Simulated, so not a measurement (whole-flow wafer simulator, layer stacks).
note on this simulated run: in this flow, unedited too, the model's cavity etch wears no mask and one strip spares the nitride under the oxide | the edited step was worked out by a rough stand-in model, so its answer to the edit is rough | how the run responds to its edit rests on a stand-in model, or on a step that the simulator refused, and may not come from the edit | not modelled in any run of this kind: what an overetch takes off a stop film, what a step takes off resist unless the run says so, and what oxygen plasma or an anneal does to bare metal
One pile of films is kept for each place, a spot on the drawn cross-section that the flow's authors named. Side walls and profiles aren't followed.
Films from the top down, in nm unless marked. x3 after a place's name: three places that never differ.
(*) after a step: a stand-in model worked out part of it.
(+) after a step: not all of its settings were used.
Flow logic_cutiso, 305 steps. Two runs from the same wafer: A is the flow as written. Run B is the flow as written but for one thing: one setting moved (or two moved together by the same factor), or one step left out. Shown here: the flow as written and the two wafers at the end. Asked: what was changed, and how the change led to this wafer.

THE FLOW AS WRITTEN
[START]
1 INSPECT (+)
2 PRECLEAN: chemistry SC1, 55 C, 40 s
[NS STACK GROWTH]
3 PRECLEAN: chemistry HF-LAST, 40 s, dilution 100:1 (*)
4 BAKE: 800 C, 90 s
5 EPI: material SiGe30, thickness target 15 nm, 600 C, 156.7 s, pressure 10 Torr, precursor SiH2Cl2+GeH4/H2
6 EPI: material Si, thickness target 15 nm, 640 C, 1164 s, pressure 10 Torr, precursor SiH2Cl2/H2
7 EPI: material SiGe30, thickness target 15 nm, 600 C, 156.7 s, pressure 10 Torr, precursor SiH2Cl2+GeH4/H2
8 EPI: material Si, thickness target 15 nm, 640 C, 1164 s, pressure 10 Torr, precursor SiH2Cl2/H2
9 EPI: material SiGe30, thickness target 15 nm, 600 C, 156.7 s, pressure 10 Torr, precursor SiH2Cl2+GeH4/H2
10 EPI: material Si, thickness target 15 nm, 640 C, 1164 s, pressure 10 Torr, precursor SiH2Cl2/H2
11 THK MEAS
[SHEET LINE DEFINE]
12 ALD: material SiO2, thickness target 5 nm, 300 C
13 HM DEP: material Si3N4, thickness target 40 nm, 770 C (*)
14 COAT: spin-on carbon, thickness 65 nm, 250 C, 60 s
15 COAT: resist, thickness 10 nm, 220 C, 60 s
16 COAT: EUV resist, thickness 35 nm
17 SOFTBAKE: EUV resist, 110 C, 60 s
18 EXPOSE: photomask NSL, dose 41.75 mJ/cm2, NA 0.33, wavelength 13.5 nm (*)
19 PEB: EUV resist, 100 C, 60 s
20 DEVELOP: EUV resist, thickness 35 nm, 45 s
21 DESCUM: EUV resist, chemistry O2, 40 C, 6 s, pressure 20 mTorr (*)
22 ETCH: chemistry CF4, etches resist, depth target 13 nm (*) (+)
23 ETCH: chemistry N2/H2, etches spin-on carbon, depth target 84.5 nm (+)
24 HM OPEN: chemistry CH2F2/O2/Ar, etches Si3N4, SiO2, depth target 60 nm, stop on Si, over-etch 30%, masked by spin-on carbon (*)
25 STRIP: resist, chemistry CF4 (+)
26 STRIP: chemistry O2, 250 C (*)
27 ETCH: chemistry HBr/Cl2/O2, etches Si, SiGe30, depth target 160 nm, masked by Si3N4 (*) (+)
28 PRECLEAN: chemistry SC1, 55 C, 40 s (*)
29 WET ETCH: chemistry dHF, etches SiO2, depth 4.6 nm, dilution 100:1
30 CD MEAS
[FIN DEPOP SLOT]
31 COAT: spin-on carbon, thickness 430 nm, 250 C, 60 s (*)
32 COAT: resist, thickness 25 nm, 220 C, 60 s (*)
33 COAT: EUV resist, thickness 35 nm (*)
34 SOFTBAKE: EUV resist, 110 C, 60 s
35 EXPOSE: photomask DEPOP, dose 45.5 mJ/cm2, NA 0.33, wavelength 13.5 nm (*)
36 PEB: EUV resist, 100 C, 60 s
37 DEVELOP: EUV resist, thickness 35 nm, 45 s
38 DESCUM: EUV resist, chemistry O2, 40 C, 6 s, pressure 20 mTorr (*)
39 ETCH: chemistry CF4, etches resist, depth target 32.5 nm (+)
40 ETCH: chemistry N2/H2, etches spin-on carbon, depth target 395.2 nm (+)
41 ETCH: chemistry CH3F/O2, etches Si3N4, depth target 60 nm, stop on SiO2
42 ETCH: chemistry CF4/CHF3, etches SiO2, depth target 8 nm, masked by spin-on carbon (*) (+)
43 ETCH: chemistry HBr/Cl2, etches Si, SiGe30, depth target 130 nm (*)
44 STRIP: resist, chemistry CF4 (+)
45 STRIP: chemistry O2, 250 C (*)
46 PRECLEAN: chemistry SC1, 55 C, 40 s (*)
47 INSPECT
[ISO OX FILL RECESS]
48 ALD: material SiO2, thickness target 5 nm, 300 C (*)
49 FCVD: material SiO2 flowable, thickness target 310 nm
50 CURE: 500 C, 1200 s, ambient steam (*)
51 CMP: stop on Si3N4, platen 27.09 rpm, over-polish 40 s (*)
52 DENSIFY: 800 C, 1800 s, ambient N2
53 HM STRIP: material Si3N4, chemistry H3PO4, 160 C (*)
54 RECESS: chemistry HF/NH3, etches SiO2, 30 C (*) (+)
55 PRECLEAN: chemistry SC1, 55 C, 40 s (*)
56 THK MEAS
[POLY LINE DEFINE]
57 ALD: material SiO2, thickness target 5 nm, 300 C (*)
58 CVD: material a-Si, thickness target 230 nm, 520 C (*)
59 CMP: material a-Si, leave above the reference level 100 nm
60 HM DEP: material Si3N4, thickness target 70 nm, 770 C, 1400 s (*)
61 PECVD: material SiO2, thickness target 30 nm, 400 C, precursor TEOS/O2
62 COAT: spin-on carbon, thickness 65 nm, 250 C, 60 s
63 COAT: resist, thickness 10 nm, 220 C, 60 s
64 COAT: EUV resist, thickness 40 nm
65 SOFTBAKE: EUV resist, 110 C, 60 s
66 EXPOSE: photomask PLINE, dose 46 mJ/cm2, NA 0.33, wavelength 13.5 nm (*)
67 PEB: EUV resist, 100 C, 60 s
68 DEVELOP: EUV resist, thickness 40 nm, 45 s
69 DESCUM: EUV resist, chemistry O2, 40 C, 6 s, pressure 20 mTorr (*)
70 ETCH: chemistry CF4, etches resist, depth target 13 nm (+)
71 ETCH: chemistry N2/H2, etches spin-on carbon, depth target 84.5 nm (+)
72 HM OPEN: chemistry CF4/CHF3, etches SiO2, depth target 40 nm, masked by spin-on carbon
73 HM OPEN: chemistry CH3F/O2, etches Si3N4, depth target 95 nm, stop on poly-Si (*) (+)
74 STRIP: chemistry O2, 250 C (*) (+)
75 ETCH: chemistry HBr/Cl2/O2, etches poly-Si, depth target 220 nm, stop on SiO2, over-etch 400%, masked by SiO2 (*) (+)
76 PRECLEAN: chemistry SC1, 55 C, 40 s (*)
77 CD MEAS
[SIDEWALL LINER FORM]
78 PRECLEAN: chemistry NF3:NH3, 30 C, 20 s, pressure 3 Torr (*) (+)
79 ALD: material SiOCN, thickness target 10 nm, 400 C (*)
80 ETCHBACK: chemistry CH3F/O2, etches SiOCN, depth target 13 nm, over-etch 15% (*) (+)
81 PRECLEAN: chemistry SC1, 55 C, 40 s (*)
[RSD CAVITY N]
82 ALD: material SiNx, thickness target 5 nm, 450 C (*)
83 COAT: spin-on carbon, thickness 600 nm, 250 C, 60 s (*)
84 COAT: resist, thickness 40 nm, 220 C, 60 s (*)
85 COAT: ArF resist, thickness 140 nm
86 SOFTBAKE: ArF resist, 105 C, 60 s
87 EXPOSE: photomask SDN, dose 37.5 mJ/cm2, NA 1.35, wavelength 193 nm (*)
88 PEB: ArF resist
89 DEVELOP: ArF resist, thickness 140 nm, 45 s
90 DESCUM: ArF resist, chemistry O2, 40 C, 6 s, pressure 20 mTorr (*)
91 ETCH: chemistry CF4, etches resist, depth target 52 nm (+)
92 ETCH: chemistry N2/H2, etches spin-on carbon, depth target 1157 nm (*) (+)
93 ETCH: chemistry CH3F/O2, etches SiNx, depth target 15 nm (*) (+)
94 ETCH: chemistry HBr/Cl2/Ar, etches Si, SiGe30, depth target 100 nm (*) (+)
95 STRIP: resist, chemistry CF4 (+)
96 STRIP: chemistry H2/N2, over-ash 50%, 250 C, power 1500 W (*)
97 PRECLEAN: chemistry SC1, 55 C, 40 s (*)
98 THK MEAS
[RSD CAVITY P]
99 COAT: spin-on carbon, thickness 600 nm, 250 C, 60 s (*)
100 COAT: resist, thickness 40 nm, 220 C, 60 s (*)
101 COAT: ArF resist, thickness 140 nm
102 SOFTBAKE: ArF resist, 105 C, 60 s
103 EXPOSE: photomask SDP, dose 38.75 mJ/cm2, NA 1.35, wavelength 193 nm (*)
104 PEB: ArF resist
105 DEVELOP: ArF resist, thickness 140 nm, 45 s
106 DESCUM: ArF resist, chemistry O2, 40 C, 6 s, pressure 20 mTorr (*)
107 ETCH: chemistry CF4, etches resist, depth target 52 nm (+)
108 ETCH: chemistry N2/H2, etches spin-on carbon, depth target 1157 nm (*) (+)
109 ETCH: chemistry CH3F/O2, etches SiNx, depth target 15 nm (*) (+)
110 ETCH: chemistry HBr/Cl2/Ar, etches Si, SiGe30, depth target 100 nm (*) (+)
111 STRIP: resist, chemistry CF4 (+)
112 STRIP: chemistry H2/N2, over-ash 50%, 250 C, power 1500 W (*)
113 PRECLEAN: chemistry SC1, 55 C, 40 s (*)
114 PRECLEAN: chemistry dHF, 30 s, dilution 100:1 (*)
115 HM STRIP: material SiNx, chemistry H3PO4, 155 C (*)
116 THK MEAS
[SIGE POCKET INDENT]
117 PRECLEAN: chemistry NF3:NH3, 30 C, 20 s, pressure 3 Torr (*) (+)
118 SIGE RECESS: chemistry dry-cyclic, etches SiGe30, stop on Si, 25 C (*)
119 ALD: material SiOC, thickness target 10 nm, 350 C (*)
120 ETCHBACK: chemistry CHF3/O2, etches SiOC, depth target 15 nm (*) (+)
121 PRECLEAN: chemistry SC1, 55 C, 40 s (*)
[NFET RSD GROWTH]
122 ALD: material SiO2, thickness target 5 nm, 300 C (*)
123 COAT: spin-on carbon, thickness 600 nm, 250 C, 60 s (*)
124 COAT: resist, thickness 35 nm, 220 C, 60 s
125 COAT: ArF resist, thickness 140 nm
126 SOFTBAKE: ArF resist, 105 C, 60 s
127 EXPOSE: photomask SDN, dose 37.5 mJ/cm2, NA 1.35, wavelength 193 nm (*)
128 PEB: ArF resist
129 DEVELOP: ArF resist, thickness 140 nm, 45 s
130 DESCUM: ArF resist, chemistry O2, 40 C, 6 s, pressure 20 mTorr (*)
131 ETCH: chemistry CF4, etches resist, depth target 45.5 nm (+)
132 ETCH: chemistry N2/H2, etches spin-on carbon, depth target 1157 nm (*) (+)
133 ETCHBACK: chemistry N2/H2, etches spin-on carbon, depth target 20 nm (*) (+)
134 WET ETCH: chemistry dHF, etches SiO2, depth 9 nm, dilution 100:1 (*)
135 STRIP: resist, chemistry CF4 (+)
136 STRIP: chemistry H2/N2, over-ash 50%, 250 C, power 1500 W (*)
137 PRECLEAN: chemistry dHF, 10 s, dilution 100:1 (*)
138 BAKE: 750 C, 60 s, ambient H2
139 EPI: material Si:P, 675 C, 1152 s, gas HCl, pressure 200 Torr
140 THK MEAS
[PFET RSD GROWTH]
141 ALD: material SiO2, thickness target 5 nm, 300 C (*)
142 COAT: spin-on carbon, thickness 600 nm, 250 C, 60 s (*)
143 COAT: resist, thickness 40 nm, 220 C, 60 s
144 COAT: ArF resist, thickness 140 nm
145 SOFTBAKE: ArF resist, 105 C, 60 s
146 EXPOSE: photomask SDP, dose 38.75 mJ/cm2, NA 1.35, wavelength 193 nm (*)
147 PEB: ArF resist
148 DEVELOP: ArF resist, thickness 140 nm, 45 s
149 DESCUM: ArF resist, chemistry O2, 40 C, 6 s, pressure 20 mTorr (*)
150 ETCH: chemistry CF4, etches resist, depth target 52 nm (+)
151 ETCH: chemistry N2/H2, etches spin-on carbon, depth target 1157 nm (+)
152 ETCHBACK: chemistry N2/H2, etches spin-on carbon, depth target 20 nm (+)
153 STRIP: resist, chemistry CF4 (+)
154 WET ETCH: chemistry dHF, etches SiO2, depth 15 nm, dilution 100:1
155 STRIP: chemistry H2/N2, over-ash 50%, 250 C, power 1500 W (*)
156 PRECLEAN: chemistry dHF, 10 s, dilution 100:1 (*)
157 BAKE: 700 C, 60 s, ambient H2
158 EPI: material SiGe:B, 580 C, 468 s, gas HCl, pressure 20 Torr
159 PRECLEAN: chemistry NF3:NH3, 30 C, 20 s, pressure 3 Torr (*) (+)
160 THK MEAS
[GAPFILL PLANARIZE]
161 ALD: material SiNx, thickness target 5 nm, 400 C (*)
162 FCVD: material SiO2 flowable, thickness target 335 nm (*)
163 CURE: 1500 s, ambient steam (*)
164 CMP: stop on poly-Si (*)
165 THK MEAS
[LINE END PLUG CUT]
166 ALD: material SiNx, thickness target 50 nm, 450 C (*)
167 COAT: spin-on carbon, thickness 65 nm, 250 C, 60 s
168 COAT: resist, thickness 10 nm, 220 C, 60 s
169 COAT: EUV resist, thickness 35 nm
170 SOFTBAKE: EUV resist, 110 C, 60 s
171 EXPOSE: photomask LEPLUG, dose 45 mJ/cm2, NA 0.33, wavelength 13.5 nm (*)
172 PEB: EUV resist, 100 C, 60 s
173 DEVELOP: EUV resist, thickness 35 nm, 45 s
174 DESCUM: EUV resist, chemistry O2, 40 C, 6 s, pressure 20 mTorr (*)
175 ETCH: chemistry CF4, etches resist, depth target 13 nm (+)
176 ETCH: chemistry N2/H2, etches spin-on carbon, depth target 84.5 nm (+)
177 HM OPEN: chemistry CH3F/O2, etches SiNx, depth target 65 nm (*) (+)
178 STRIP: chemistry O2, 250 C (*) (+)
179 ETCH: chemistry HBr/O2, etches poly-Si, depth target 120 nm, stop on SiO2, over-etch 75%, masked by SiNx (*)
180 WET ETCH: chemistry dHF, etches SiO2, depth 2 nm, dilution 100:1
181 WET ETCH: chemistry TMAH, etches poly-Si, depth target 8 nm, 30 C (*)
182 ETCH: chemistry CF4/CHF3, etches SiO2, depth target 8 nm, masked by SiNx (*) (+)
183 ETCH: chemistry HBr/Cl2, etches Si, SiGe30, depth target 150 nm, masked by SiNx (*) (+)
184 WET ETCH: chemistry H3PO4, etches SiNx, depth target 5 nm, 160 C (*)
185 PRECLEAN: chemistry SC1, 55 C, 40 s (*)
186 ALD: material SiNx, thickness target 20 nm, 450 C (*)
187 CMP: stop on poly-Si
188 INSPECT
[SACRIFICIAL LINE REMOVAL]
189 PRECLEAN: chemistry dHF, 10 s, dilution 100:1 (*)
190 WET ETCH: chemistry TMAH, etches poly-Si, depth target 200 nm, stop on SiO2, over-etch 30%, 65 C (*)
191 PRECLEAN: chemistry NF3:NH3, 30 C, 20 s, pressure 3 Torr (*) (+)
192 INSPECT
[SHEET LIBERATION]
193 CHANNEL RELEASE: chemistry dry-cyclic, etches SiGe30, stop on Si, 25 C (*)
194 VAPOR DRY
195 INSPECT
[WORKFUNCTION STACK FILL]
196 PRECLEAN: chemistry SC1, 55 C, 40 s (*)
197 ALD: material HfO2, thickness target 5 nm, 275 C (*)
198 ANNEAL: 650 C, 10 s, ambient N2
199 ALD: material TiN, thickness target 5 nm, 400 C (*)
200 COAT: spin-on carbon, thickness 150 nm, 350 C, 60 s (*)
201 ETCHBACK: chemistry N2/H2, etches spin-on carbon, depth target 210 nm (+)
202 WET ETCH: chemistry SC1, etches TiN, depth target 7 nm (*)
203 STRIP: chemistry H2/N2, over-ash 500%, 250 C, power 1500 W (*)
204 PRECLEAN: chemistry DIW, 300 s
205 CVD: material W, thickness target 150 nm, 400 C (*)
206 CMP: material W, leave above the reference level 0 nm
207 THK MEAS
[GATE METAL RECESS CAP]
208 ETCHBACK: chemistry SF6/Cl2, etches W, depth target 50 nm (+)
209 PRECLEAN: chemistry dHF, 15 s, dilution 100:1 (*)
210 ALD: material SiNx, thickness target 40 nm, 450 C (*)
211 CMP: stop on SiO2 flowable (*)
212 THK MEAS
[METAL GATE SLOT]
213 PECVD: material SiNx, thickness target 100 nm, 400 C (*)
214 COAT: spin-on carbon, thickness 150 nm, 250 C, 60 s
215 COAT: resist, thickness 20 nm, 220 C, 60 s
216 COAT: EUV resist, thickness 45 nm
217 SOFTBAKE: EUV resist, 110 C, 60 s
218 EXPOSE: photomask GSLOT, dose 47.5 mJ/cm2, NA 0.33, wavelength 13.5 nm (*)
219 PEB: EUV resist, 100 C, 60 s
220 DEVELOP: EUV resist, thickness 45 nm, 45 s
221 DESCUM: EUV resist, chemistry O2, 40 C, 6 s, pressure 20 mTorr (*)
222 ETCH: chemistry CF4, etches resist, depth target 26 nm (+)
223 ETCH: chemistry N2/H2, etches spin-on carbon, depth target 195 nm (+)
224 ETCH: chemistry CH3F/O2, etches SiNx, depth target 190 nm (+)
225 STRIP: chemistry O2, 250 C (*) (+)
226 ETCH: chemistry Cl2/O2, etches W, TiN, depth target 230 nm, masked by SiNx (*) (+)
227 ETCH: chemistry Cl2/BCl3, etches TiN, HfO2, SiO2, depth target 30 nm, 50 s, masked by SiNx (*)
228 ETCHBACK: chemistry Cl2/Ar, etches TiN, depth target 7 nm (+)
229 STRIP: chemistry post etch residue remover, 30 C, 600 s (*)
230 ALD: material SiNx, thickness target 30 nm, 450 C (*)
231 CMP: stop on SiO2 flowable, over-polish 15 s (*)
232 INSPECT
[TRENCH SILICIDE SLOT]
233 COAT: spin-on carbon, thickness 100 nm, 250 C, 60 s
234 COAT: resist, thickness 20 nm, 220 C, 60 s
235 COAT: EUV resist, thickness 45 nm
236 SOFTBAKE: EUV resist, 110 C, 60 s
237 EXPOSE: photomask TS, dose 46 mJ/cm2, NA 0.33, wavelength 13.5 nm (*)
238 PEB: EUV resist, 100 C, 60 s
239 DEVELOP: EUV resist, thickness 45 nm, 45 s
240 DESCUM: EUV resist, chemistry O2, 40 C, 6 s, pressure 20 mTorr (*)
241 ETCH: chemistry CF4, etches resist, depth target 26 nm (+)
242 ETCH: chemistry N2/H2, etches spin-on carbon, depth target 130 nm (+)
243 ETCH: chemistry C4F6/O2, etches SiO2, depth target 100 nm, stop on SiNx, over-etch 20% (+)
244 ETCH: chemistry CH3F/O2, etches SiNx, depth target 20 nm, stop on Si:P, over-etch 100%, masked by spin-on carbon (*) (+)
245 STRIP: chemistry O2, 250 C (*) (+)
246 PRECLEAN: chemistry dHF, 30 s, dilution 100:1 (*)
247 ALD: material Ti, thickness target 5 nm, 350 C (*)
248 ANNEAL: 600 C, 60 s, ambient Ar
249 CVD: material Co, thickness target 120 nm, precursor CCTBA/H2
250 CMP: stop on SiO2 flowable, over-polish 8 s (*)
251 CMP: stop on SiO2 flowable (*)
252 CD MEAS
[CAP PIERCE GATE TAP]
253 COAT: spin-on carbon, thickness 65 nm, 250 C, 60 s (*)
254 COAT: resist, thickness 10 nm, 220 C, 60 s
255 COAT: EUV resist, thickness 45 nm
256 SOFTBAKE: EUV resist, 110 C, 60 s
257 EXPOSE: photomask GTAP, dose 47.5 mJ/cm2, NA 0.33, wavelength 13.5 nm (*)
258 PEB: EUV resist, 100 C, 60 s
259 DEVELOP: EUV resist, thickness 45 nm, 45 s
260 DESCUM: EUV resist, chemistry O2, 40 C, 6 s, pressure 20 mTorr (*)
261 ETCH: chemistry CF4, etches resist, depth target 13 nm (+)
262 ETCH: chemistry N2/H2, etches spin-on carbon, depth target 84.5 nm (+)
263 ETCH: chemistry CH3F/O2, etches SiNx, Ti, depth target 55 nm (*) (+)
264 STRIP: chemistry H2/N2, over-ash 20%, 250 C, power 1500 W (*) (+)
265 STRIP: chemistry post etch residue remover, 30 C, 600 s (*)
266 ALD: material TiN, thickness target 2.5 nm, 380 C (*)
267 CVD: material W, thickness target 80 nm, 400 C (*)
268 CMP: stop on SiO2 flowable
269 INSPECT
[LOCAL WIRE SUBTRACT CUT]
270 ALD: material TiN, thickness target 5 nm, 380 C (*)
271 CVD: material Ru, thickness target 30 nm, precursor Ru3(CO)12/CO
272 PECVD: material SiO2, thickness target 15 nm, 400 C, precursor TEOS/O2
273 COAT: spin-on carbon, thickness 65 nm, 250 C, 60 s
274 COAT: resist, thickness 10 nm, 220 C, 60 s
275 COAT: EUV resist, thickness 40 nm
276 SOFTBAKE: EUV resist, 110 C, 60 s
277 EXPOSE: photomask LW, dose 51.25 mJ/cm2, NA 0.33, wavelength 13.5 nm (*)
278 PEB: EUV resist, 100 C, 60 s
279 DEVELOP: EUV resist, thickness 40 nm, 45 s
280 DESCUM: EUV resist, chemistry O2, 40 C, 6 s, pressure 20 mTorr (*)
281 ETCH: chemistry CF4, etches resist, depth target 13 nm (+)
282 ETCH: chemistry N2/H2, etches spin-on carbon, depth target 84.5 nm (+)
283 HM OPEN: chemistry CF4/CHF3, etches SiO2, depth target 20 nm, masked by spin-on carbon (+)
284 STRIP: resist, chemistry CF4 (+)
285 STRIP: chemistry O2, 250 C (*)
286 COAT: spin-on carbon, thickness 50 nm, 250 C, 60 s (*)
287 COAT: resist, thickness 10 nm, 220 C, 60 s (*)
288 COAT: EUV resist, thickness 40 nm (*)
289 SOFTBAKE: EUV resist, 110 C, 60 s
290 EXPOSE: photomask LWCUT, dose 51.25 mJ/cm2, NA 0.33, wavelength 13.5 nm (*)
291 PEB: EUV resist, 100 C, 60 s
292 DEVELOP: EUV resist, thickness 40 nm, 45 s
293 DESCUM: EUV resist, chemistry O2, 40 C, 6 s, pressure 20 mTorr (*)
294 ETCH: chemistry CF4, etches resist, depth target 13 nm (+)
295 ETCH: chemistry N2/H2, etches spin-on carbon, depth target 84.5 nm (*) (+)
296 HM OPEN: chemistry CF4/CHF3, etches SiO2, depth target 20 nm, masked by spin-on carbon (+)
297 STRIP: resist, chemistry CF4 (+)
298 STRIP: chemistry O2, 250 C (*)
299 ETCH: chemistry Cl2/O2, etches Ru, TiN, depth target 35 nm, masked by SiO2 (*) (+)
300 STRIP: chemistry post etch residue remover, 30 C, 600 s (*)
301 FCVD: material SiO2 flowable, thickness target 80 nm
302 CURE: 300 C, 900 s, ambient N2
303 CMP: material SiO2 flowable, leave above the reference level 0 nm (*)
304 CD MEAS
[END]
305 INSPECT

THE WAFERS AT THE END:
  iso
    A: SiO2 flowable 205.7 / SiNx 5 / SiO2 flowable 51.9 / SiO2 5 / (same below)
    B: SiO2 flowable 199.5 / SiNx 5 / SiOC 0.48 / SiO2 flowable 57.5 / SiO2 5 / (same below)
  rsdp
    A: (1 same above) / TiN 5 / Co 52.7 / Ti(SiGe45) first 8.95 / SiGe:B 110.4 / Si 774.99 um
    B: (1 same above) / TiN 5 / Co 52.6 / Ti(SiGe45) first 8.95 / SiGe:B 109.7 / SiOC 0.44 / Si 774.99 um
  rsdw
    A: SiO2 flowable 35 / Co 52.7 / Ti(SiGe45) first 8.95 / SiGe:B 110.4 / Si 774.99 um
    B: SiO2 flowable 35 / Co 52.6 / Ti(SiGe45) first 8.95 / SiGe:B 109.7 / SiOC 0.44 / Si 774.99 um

The cause: step 119, ALD: thickness target 15.5 nm was run, where the flow has thickness target 10 nm.

How the change led to this, step by step:
  119 ALD: material SiOC, thickness target 10 nm, 350 C (*)
      depop, dpovl, gfld and 14 more: A SiOC +10 (new film) | B SiOC +15.5 (new film)
      lnr, lnrp, lnrt: A SiOC +10 (new film), SiOC +16 (new film), cavity -16 (all of it), SiOC +16 (new film), cavity -16 (all of it), SiOC +16 (new film), cavity -16 (all of it) | B SiOC +15.5 (new film), SiOC +16 (new film), cavity -16 (all of it), SiOC +16 (new film), cavity -16 (all of it), SiOC +16 (new film), cavity -16 (all of it)
      (and at 2 more places)
  120 ETCHBACK: chemistry CHF3/O2, etches SiOC, depth target 15 nm (*) (+)
      depop, dpovl, gfld, gxf, isow, ns, nsgap, plug: A SiOC -10 (all of it), SiO2 -5 | B SiOC -15
      lnr, lnri, lnrp, lnrt: A SiOC -10 (all of it), SiOCN -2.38 | B SiOC -15
      (and at 10 more places)
  122 ALD: material SiO2, thickness target 5 nm, 300 C (*)
      depop, dpovl, gfld, gxf, isow, ns, nsgap, plug: A SiO2 +5 | B SiO2 +5 (new film)
      gxn: A SiO2 +6.76 (new film) | B SiO2 +5 (new film)
      (and at 1 more place)
  132 ETCH: chemistry N2/H2, etches spin-on carbon, depth target 1157 nm (*) (+)
      gl, tap: A spin-on carbon -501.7 (all of it), SiO2 -5 (all of it), Si3N4 -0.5 | B spin-on carbon -502.8 (all of it), SiO2 -5 (all of it), SiOC -0.5 (all of it), SiO2 -0.65
      gxn: A spin-on carbon -499.4 (all of it), SiO2 -6.06 | B spin-on carbon -501.3 (all of it), SiO2 -5 (all of it), SiOC -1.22
  133 ETCHBACK: chemistry N2/H2, etches spin-on carbon, depth target 20 nm (*) (+)
      gl, tap: A Si3N4 -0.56 | B SiO2 -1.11
      gxn: A SiO2 -0.7 (all of it), Si3N4 -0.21 | B SiOC -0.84 (all of it), SiO2 -0.32
  134 WET ETCH: chemistry dHF, etches SiO2, depth 9 nm, dilution 100:1 (*)
      gl, tap: A Si3N4 -0.34 | B SiO2 -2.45 (all of it), Si3N4 -0.19
      gxn: A Si3N4 -0.34 | B SiO2 -3.89 (all of it), Si3N4 -0.15
  141 ALD: material SiO2, thickness target 5 nm, 300 C (*)
      gxn: A SiO2 +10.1 (new film) | B SiO2 +12.3 (new film)
  153 STRIP: resist, chemistry CF4 (+)
      gxp: A SiO2 -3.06 (all of it) | B SiO2 -1.22 (all of it)
  156 PRECLEAN: chemistry dHF, 10 s, dilution 100:1 (*)
      lnrp: A SiOCN -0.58 | B SiOC -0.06
  159 PRECLEAN: chemistry NF3:NH3, 30 C, 20 s, pressure 3 Torr (*) (+)
      depop, dpovl, gfld, gxf, isow, ns, nsgap, plug: A SiO2 -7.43 | B SiO2 -6.96 (all of it), SiOC -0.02
      glp: A Si3N4 -0.65 | B SiOC -0.44 (all of it)
      (and at 3 more places)
  162 FCVD: material SiO2 flowable, thickness target 335 nm (*)
      rsdn, rsdp, rsdw, rsdx: A SiO2 flowable +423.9 (new film) | B SiO2 flowable +433.5 (new film)
      lnr, lnrt: A SiO2 flowable +268.4 (new film) | B SiO2 flowable +275.1 (new film)
      (and at 5 more places)
  164 CMP: stop on poly-Si (*)
      depop, dpovl, isow, ns, nsgap: A SiO2 flowable -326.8 (all of it), SiNx -5 (all of it), SiO2 -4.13 (all of it), Si3N4 -70 (all of it) | B SiO2 flowable -326.8 (all of it), SiNx -5 (all of it), SiOC -0.48 (all of it), SiO2 -9.64 (all of it), Si3N4 -70 (all of it)
      gfld, gxf: A SiO2 flowable -251.9 (all of it), SiNx -5 (all of it), SiO2 -4.13 (all of it), Si3N4 -70 (all of it) | B SiO2 flowable -255.3 (all of it), SiNx -5 (all of it), SiOC -0.48 (all of it), SiO2 -9.64 (all of it), Si3N4 -70 (all of it)
      (and at 15 more places)
